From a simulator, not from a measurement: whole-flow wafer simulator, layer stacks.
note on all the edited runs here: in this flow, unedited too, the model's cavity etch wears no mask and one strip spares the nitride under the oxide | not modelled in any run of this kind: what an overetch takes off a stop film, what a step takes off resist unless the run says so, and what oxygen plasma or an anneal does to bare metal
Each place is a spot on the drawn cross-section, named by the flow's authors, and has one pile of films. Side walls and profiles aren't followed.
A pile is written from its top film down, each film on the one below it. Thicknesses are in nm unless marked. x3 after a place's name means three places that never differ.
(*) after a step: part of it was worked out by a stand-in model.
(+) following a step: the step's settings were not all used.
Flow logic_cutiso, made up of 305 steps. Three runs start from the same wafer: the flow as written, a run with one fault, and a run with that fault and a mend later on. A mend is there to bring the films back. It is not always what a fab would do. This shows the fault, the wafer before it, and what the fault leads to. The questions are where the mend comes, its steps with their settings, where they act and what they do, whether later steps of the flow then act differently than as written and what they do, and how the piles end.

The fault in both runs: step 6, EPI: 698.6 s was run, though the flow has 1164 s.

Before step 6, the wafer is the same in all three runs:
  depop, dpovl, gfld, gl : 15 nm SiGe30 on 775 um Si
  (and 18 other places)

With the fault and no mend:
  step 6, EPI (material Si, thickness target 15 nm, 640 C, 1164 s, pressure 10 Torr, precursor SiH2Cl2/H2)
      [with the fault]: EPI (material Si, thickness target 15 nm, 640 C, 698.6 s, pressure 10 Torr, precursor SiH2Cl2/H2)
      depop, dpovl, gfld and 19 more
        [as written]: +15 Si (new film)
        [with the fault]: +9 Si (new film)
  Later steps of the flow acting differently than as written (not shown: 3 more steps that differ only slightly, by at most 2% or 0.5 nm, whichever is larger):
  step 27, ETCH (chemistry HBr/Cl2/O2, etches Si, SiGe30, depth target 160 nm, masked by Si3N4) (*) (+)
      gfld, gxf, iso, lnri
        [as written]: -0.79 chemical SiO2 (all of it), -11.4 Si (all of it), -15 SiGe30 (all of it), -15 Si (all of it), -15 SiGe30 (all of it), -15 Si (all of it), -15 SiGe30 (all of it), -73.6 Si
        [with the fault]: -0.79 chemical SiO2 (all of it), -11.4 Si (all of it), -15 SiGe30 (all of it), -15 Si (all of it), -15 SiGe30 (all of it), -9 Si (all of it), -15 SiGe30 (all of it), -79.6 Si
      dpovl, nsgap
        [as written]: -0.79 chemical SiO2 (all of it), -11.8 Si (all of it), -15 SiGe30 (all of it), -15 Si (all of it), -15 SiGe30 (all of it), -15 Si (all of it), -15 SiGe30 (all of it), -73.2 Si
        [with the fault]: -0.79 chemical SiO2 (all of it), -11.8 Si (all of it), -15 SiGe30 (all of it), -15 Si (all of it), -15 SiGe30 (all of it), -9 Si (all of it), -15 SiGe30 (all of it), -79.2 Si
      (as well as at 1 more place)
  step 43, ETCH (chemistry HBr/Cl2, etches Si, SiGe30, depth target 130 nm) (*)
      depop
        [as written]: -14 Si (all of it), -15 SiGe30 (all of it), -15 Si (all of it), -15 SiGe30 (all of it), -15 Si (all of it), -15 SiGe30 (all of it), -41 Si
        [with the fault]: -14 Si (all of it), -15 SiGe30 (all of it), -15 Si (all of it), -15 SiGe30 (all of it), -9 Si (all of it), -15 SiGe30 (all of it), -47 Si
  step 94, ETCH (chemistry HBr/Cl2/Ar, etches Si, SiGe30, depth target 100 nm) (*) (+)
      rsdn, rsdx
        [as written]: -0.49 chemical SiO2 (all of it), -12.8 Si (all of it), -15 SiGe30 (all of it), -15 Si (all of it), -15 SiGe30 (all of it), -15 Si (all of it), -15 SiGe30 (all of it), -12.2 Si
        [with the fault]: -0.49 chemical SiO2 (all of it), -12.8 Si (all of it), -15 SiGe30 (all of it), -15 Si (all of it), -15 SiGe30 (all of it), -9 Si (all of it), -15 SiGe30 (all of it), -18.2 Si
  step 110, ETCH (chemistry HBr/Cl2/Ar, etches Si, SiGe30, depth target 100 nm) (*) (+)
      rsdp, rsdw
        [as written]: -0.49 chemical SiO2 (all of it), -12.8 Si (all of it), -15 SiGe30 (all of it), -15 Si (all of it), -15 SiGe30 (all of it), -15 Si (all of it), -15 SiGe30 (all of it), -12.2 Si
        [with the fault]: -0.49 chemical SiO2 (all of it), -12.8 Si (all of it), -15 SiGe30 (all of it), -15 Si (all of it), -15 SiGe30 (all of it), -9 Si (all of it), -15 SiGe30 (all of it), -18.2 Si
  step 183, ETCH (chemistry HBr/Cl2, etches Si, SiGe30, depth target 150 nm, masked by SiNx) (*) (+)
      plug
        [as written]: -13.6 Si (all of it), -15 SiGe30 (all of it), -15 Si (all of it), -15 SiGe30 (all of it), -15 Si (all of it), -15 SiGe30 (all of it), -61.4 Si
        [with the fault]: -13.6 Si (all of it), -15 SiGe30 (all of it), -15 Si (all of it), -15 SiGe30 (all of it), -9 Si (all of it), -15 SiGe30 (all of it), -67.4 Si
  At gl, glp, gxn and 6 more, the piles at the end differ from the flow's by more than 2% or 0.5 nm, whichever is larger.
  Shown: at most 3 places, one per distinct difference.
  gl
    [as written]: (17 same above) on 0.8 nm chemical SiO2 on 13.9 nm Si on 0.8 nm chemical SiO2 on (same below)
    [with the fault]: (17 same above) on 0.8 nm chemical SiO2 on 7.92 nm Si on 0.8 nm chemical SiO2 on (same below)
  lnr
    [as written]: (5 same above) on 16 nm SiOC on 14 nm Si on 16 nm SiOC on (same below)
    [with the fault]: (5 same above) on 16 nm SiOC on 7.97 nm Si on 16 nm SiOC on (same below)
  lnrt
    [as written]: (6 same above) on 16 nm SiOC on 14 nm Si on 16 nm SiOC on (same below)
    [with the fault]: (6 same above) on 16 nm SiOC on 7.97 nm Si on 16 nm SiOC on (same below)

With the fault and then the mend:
  The mend follows step 6.
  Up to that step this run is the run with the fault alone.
  step 6a, EPI (material Si, thickness target 15 nm, 640 C, 465.8 s, pressure 10 Torr, precursor SiH2Cl2/H2) (the flow's step 6, run once more with other settings)
      depop, dpovl, gfld and 19 more
        +6 Si
  Every later step of the flow that is run acts as written at every place that is followed.
  The piles end the same as the flow's at every place that both follow.
